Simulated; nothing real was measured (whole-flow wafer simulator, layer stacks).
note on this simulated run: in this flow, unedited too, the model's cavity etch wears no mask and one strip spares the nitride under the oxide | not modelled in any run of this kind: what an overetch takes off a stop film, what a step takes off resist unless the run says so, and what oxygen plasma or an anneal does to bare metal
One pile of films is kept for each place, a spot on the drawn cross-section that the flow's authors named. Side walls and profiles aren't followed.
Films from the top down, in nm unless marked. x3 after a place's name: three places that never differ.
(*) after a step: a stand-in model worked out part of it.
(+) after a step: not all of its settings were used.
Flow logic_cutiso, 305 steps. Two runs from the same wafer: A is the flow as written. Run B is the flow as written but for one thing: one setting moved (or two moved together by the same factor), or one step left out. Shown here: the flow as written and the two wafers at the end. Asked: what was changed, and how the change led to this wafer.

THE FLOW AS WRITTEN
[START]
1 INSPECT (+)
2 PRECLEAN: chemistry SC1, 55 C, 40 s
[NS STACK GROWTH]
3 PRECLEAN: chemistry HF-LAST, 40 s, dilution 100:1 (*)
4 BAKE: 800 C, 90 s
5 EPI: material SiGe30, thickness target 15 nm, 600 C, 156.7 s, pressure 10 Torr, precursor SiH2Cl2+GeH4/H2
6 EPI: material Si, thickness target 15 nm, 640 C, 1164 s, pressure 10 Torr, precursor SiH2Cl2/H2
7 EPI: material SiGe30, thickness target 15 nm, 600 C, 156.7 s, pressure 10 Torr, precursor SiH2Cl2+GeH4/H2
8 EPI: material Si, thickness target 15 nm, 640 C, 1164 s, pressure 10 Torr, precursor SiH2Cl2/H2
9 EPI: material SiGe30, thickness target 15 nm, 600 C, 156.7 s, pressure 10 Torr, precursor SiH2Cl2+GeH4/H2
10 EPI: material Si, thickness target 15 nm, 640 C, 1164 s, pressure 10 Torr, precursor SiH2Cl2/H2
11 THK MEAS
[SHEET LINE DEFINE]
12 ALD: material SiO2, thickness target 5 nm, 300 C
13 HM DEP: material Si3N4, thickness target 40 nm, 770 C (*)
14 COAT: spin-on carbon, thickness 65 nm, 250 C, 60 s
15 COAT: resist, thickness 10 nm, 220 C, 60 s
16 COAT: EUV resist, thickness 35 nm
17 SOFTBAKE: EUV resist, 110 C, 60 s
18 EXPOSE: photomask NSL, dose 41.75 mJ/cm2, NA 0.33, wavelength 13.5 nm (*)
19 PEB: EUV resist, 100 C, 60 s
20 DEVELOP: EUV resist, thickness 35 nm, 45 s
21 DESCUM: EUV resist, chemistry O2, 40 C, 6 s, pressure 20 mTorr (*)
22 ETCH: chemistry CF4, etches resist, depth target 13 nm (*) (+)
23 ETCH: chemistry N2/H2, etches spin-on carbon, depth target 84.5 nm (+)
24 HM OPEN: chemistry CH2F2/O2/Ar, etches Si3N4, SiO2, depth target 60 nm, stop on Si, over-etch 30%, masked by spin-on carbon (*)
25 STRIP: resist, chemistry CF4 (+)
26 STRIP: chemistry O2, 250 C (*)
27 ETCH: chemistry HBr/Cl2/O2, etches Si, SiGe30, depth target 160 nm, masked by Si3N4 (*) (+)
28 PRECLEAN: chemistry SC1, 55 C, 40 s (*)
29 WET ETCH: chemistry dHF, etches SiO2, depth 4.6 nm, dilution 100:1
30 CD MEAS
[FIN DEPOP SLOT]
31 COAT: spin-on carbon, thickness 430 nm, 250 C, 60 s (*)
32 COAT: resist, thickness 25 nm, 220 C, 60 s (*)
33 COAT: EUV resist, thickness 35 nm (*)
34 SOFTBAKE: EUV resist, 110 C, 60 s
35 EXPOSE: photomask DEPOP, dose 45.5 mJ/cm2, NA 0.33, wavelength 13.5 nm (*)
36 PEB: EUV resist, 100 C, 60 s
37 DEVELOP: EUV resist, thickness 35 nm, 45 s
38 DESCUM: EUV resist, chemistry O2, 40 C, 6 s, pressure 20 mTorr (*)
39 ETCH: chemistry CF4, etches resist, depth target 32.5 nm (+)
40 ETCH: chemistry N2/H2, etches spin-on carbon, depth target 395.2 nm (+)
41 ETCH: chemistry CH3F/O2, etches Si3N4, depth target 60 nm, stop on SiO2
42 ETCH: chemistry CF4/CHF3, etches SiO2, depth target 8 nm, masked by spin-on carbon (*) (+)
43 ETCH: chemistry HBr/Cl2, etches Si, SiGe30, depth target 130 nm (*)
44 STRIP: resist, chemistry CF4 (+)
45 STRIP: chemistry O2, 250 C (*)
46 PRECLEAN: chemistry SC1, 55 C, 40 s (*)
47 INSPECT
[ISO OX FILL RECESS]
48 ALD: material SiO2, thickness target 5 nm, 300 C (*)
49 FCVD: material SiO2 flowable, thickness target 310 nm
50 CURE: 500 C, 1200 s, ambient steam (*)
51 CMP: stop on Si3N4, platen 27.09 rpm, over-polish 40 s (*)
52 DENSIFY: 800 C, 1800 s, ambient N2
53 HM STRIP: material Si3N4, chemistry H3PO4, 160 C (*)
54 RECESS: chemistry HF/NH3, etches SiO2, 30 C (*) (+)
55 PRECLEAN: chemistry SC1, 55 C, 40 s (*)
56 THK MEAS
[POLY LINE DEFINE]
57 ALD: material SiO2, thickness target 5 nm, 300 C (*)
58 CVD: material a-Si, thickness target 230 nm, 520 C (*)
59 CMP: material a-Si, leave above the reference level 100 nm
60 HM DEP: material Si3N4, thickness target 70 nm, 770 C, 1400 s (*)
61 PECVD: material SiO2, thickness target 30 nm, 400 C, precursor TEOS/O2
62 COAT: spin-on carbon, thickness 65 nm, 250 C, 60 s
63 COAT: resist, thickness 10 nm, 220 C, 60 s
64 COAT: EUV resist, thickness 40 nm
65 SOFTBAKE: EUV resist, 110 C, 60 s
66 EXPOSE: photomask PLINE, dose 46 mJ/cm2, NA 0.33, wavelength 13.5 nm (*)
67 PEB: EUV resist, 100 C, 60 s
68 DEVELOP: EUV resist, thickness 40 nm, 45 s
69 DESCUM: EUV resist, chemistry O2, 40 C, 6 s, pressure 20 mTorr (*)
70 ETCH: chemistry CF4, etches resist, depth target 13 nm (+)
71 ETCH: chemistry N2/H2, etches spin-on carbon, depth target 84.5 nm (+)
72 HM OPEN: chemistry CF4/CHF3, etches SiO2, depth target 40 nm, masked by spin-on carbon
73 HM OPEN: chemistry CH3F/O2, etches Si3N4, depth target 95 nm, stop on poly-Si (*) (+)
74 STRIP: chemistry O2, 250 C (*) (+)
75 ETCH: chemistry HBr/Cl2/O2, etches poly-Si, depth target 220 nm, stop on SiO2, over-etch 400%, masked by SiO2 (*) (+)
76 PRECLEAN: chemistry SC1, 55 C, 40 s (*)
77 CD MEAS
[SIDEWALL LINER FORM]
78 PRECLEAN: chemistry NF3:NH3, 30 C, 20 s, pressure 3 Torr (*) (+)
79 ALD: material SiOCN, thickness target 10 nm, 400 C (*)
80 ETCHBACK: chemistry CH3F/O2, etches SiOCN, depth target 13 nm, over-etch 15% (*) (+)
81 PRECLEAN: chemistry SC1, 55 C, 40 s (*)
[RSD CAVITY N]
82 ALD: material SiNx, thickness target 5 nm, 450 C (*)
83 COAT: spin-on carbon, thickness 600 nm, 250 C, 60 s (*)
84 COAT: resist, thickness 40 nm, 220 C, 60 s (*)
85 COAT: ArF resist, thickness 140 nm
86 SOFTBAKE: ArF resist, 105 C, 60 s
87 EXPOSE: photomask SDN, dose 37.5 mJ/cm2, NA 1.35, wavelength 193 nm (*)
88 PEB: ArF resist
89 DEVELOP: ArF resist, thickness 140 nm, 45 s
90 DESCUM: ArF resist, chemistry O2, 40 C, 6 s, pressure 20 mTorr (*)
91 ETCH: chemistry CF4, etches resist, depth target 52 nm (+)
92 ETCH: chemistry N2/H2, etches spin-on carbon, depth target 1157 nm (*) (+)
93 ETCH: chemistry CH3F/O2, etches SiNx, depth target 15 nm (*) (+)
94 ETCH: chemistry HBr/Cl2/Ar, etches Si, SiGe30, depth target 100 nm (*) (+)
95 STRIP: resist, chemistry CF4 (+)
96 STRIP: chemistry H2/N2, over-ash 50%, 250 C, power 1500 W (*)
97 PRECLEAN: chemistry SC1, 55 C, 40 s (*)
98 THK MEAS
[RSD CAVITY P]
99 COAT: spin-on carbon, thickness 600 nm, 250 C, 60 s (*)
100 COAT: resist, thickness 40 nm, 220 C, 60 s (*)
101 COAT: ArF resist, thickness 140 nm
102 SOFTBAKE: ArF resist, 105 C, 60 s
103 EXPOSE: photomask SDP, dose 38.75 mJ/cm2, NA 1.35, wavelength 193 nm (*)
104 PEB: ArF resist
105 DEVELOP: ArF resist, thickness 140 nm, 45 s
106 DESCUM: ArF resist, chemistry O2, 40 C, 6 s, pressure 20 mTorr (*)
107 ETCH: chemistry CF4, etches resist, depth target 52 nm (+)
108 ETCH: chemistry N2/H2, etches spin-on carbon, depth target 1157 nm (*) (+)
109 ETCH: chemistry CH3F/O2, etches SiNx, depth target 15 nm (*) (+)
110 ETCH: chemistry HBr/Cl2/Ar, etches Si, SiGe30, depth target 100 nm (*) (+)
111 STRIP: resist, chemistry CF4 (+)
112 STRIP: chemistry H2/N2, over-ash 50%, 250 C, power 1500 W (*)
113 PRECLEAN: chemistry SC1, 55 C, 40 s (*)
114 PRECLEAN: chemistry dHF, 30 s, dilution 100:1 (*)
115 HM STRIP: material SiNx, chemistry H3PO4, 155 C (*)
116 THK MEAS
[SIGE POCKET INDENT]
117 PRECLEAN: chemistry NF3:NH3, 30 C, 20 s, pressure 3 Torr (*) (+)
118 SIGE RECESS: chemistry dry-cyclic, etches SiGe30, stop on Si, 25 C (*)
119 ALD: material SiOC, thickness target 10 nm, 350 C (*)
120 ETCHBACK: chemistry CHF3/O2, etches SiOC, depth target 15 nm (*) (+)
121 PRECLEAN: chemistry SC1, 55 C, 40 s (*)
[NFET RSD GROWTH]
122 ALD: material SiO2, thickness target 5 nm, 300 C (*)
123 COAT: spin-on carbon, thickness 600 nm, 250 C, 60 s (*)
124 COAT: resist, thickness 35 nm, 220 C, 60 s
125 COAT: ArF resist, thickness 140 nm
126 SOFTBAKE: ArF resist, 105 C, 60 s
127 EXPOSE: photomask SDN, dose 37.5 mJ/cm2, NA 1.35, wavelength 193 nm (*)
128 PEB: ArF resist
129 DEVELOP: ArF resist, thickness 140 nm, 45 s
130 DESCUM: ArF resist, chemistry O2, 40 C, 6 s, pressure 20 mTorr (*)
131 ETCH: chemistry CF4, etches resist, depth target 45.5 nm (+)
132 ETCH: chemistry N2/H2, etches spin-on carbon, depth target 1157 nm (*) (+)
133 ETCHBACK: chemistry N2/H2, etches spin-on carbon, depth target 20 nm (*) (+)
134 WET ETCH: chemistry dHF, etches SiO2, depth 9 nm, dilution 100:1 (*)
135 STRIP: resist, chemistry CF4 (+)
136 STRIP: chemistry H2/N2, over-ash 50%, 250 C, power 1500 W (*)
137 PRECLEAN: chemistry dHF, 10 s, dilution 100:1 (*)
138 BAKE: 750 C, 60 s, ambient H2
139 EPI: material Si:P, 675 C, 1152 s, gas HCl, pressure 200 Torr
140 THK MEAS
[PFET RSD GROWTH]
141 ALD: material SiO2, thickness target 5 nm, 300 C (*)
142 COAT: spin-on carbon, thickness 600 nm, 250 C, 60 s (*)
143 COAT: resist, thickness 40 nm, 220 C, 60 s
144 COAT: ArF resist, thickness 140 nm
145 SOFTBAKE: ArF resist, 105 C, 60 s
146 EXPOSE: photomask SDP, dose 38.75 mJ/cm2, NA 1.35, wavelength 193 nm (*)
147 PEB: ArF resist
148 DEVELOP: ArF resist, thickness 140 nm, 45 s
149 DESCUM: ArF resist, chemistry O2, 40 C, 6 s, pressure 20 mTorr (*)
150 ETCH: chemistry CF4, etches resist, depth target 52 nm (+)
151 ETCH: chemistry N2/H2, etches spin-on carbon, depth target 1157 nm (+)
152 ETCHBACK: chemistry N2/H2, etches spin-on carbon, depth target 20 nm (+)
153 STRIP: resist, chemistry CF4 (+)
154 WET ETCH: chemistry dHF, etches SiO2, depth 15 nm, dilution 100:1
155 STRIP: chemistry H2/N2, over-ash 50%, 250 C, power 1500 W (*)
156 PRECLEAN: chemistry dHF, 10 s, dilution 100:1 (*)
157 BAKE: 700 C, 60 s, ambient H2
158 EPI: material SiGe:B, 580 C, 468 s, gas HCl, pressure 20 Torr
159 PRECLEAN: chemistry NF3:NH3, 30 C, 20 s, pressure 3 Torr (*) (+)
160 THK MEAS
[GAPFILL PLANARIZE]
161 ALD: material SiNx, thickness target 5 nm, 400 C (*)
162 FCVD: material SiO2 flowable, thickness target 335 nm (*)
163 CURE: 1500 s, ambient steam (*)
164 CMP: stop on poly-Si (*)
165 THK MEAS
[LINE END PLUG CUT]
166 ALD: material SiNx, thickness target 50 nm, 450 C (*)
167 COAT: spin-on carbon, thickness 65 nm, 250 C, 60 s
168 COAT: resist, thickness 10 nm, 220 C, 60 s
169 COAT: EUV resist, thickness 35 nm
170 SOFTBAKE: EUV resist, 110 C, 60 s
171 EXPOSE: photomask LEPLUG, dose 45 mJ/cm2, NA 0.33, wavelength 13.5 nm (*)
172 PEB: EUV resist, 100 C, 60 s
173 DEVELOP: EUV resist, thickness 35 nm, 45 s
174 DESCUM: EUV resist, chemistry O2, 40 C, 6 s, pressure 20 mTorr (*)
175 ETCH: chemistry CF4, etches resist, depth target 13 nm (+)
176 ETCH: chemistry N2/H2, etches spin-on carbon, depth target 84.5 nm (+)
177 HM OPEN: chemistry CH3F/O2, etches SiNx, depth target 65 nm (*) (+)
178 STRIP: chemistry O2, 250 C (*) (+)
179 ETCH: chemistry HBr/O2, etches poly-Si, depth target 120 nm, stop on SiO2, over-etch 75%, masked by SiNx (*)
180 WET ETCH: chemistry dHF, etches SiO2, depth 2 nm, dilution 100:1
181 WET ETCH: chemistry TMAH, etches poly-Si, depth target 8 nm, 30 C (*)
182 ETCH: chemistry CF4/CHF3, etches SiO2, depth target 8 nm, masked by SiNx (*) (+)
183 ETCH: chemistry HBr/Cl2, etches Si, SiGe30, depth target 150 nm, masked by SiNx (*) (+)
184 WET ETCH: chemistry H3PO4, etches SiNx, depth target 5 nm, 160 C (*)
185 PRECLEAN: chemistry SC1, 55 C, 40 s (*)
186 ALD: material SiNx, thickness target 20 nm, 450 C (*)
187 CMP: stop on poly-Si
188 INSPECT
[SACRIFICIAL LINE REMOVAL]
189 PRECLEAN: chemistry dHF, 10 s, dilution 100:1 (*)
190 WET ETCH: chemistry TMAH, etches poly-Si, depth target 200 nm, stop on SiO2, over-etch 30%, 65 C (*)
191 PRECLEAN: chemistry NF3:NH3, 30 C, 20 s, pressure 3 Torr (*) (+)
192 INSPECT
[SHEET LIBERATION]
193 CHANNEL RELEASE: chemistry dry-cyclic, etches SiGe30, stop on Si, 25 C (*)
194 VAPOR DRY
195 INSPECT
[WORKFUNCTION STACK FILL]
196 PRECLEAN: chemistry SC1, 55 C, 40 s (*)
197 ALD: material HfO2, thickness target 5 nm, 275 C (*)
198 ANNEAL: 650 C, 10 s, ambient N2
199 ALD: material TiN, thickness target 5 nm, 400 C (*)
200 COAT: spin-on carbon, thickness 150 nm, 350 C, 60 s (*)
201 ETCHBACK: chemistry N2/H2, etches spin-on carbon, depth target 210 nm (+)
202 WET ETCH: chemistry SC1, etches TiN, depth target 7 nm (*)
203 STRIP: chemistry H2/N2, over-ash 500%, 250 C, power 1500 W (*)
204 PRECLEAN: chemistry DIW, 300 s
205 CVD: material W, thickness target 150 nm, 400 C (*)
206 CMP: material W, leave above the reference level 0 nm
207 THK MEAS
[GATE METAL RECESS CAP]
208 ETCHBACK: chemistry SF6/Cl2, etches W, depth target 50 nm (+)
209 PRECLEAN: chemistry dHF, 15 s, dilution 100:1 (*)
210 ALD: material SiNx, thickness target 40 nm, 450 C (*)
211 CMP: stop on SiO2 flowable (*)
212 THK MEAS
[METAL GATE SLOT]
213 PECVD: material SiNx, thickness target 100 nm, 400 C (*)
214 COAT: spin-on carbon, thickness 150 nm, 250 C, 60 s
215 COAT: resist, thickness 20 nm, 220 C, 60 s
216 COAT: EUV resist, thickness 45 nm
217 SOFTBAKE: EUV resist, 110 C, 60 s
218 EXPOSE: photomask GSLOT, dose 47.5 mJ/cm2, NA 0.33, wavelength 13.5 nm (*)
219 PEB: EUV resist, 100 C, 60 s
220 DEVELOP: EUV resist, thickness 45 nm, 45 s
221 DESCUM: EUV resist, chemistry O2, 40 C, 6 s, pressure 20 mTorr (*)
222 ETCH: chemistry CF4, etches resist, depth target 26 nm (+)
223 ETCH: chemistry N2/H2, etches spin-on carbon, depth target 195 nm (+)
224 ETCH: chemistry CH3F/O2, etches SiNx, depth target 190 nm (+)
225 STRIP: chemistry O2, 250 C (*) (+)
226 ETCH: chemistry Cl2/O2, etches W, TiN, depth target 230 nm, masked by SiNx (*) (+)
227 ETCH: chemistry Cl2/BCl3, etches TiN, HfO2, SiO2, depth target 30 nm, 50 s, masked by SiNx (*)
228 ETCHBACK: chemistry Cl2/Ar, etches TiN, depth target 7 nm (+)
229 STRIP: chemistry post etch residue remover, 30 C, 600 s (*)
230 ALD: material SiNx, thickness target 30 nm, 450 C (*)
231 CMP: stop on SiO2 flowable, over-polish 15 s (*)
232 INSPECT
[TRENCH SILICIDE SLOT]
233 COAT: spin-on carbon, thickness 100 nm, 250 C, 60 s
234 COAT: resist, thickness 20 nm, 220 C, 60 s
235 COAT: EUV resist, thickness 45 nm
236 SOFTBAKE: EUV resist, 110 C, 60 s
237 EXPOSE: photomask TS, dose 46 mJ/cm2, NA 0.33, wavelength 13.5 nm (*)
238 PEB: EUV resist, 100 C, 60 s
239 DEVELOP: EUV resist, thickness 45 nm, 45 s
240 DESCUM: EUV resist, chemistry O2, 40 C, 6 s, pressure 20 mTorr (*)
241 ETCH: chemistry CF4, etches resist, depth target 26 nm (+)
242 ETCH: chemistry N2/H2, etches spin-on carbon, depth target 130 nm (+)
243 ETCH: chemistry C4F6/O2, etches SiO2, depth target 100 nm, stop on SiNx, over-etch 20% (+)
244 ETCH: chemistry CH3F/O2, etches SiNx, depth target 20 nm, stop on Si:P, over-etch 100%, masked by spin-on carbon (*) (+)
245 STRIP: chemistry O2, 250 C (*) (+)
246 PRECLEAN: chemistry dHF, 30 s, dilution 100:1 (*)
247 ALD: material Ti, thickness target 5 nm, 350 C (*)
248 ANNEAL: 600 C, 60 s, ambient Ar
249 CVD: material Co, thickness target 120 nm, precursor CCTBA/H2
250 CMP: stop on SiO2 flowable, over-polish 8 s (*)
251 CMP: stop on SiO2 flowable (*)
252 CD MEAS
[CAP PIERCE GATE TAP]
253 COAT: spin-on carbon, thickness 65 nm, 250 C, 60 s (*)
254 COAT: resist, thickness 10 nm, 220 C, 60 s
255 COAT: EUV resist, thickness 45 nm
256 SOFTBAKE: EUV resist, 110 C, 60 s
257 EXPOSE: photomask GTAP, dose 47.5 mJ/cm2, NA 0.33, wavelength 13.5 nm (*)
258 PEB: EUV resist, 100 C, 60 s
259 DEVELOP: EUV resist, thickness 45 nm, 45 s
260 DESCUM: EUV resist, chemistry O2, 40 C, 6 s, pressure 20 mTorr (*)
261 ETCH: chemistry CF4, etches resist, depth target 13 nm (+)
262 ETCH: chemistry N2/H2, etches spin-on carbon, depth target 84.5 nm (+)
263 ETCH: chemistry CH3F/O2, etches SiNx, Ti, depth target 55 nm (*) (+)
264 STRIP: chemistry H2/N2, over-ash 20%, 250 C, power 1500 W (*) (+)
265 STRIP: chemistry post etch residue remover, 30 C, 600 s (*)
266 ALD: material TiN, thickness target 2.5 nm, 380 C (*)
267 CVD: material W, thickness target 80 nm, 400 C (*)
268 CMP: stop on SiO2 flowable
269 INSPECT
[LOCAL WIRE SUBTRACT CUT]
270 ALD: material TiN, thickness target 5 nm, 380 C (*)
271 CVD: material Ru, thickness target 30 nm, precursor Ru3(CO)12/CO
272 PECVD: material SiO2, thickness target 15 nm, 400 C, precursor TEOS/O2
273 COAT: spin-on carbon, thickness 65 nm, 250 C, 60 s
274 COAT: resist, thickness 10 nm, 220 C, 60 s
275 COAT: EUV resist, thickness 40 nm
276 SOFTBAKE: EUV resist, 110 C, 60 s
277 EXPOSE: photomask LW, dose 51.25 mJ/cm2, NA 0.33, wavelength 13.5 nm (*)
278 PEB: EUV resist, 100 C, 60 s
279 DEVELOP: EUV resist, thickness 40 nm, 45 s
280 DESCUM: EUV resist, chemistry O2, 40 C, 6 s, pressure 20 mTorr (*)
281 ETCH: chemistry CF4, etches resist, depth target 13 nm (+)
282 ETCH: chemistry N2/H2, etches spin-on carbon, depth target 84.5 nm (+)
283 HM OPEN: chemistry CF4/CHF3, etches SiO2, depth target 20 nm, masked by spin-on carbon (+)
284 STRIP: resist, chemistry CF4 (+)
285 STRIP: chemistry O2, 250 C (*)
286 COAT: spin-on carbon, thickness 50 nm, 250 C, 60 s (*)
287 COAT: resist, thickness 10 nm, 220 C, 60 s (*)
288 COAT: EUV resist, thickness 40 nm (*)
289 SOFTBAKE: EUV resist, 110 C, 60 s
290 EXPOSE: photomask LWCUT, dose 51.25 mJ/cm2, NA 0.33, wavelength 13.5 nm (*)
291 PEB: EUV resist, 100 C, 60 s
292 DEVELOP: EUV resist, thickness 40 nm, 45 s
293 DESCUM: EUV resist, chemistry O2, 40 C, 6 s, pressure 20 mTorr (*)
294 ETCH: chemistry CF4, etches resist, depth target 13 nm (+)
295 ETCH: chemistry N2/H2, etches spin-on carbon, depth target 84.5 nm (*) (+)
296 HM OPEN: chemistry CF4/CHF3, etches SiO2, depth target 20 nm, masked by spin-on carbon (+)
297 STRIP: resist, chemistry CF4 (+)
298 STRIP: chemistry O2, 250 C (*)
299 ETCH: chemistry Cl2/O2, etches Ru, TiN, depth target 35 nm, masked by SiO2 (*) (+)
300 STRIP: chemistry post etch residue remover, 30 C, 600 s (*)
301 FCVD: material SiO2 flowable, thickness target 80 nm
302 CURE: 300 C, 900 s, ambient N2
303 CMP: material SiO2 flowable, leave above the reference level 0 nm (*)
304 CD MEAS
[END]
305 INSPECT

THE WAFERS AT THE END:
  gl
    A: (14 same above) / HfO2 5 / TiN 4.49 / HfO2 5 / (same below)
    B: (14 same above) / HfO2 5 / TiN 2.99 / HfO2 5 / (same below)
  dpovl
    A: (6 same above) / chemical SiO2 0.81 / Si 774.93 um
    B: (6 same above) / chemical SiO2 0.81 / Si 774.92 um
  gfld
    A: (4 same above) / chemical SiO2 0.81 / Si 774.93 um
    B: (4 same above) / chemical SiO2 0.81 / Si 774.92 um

The cause: step 7, EPI: thickness target 13.5 nm was run, where the flow has thickness target 15 nm; step 7, EPI: 141 s was run, where the flow has 156.7 s.

How the change led to this, step by step:
  7 EPI: material SiGe30, thickness target 15 nm, 600 C, 156.7 s, pressure 10 Torr, precursor SiH2Cl2+GeH4/H2
      depop, dpovl, gfld and 19 more: A SiGe30 +15 (new film) | B SiGe30 +13.5 (new film)
  27 ETCH: chemistry HBr/Cl2/O2, etches Si, SiGe30, depth target 160 nm, masked by Si3N4 (*) (+)
      gfld, gxf, iso, lnri: A chemical SiO2 -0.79 (all of it), Si -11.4 (all of it), SiGe30 -15 (all of it), Si -15 (all of it), SiGe30 -15 (all of it), Si -15 (all of it), SiGe30 -15 (all of it), Si -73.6 | B chemical SiO2 -0.79 (all of it), Si -11.4 (all of it), SiGe30 -15 (all of it), Si -15 (all of it), SiGe30 -13.5 (all of it), Si -15 (all of it), SiGe30 -15 (all of it), Si -75.1
      dpovl, nsgap: A chemical SiO2 -0.79 (all of it), Si -11.8 (all of it), SiGe30 -15 (all of it), Si -15 (all of it), SiGe30 -15 (all of it), Si -15 (all of it), SiGe30 -15 (all of it), Si -73.2 | B chemical SiO2 -0.79 (all of it), Si -11.8 (all of it), SiGe30 -15 (all of it), Si -15 (all of it), SiGe30 -13.5 (all of it), Si -15 (all of it), SiGe30 -15 (all of it), Si -74.7
      (and at 1 more place)
  43 ETCH: chemistry HBr/Cl2, etches Si, SiGe30, depth target 130 nm (*)
      depop: A Si -14 (all of it), SiGe30 -15 (all of it), Si -15 (all of it), SiGe30 -15 (all of it), Si -15 (all of it), SiGe30 -15 (all of it), Si -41 | B Si -14 (all of it), SiGe30 -15 (all of it), Si -15 (all of it), SiGe30 -13.5 (all of it), Si -15 (all of it), SiGe30 -15 (all of it), Si -42.5
  94 ETCH: chemistry HBr/Cl2/Ar, etches Si, SiGe30, depth target 100 nm (*) (+)
      rsdn, rsdx: A chemical SiO2 -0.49 (all of it), Si -12.8 (all of it), SiGe30 -15 (all of it), Si -15 (all of it), SiGe30 -15 (all of it), Si -15 (all of it), SiGe30 -15 (all of it), Si -12.2 | B chemical SiO2 -0.49 (all of it), Si -12.8 (all of it), SiGe30 -15 (all of it), Si -15 (all of it), SiGe30 -13.5 (all of it), Si -15 (all of it), SiGe30 -15 (all of it), Si -13.7
  110 ETCH: chemistry HBr/Cl2/Ar, etches Si, SiGe30, depth target 100 nm (*) (+)
      rsdp, rsdw: A chemical SiO2 -0.49 (all of it), Si -12.8 (all of it), SiGe30 -15 (all of it), Si -15 (all of it), SiGe30 -15 (all of it), Si -15 (all of it), SiGe30 -15 (all of it), Si -12.2 | B chemical SiO2 -0.49 (all of it), Si -12.8 (all of it), SiGe30 -15 (all of it), Si -15 (all of it), SiGe30 -13.5 (all of it), Si -15 (all of it), SiGe30 -15 (all of it), Si -13.7
  118 SIGE RECESS: chemistry dry-cyclic, etches SiGe30, stop on Si, 25 C (*)
      lnr, lnrp, lnrt: A SiOCN -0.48, Si -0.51, cavity +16 (new film), SiGe30 -15 (all of it), Si -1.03, cavity +16 (new film), SiGe30 -15 (all of it), Si -1.03, cavity +16 (new film), SiGe30 -15 (all of it), Si -0.51 | B SiOCN -0.48, Si -0.51, cavity +16 (new film), SiGe30 -15 (all of it), Si -1.03, cavity +14.5 (new film), SiGe30 -13.5 (all of it), Si -1.03, cavity +16 (new film), SiGe30 -15 (all of it), Si -0.51
  119 ALD: material SiOC, thickness target 10 nm, 350 C (*)
      lnr, lnrp, lnrt: A SiOC +10 (new film), SiOC +16 (new film), cavity -16 (all of it), SiOC +16 (new film), cavity -16 (all of it), SiOC +16 (new film), cavity -16 (all of it) | B SiOC +10 (new film), SiOC +16 (new film), cavity -16 (all of it), SiOC +14.5 (new film), cavity -14.5 (all of it), SiOC +16 (new film), cavity -16 (all of it)
  183 ETCH: chemistry HBr/Cl2, etches Si, SiGe30, depth target 150 nm, masked by SiNx (*) (+)
      plug: A Si -13.6 (all of it), SiGe30 -15 (all of it), Si -15 (all of it), SiGe30 -15 (all of it), Si -15 (all of it), SiGe30 -15 (all of it), Si -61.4 | B Si -13.6 (all of it), SiGe30 -15 (all of it), Si -15 (all of it), SiGe30 -13.5 (all of it), Si -15 (all of it), SiGe30 -15 (all of it), Si -62.9
  193 CHANNEL RELEASE: chemistry dry-cyclic, etches SiGe30, stop on Si, 25 C (*)
      gl, glp, gxn, gxp, ns, tap: A chemical SiO2 +0.8 (new film), Si -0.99, chemical SiO2 +0.8 (new film), cavity +14.5 (new film), chemical SiO2 +0.8 (new film), SiGe30 -15 (all of it), Si -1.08, chemical SiO2 +0.8 (new film), cavity +14.5 (new film), chemical SiO2 +0.8 (new film), SiGe30 -15 (all of it), Si -1.08, chemical SiO2 +0.8 (new film), cavity +14.5 (new film), chemical SiO2 +0.8 (new film), SiGe30 -15 (all of it), Si -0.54 | B chemical SiO2 +0.8 (new film), Si -0.99, chemical SiO2 +0.8 (new film), cavity +14.5 (new film), chemical SiO2 +0.8 (new film), SiGe30 -15 (all of it), Si -1.08, chemical SiO2 +0.8 (new film), cavity +13 (new film), chemical SiO2 +0.8 (new film), SiGe30 -13.5 (all of it), Si -1.08, chemical SiO2 +0.8 (new film), cavity +14.5 (new film), chemical SiO2 +0.8 (new film), SiGe30 -15 (all of it), Si -0.54
  199 ALD: material TiN, thickness target 5 nm, 400 C (*)
      gl, glp, tap: A TiN +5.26 (new film), TiN +4.49 (new film), cavity -4.49 (all of it), TiN +4.49 (new film), cavity -4.49 (all of it), TiN +4.49 (new film), cavity -4.49 (all of it) | B TiN +5.26 (new film), TiN +4.49 (new film), cavity -4.49 (all of it), TiN +2.99 (new film), cavity -2.99 (all of it), TiN +4.49 (new film), cavity -4.49 (all of it)
      gxn, gxp, ns: A TiN +5 (new film), TiN +4.49 (new film), cavity -4.49 (all of it), TiN +4.49 (new film), cavity -4.49 (all of it), TiN +4.49 (new film), cavity -4.49 (all of it) | B TiN +5 (new film), TiN +4.49 (new film), cavity -4.49 (all of it), TiN +2.99 (new film), cavity -2.99 (all of it), TiN +4.49 (new film), cavity -4.49 (all of it)
